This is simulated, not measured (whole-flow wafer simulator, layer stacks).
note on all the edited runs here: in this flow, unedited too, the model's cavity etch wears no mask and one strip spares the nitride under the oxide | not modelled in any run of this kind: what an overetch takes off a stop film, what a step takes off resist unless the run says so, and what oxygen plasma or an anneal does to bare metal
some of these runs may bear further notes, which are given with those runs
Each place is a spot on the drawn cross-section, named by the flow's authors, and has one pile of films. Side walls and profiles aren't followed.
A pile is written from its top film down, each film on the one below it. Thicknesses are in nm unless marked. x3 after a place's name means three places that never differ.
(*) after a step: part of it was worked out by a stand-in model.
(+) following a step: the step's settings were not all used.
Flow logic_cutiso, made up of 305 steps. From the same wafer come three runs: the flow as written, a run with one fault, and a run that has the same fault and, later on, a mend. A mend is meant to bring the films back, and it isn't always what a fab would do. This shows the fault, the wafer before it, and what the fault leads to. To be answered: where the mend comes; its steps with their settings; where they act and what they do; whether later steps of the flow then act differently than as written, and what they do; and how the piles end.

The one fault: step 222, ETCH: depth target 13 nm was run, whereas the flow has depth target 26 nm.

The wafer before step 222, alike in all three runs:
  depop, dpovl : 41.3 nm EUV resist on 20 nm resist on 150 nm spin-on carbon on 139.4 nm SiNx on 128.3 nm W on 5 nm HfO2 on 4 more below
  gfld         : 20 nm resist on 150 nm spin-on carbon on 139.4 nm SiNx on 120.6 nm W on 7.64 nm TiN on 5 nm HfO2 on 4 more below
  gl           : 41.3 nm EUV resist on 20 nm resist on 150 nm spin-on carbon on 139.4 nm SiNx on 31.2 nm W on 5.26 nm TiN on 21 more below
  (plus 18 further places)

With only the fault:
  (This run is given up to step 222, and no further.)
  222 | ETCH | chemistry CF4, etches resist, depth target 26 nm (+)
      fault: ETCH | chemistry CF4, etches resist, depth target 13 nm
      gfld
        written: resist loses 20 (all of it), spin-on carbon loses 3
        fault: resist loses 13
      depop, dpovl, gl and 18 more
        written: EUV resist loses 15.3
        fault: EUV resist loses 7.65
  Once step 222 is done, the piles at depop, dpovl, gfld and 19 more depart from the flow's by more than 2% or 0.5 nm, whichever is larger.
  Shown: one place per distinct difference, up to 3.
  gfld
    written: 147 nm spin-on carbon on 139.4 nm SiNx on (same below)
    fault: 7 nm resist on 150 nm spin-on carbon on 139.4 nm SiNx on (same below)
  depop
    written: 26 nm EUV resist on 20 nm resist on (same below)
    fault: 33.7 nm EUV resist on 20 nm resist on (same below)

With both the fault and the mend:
  The mend stands after step 222.
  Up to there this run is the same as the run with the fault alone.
  222a | ETCH | chemistry CF4, etches resist, depth target 13 nm (*) (+) (a further turn of the flow's step 222, with different settings)
      depop, dpovl, gl and 18 more
        EUV resist loses 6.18
      gfld
        resist loses 7 (all of it), spin-on carbon loses 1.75
  Later steps of the flow acting differently than as written (not shown: 3 more steps that differ only slightly, by at most 2% or 0.5 nm, whichever is larger):
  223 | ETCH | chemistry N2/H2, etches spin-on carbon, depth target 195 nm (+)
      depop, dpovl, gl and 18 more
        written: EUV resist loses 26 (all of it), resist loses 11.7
        mend: EUV resist loses 27.5 (all of it), resist loses 11.6
  By the end, the piles equal the flow's at every place that both follow.
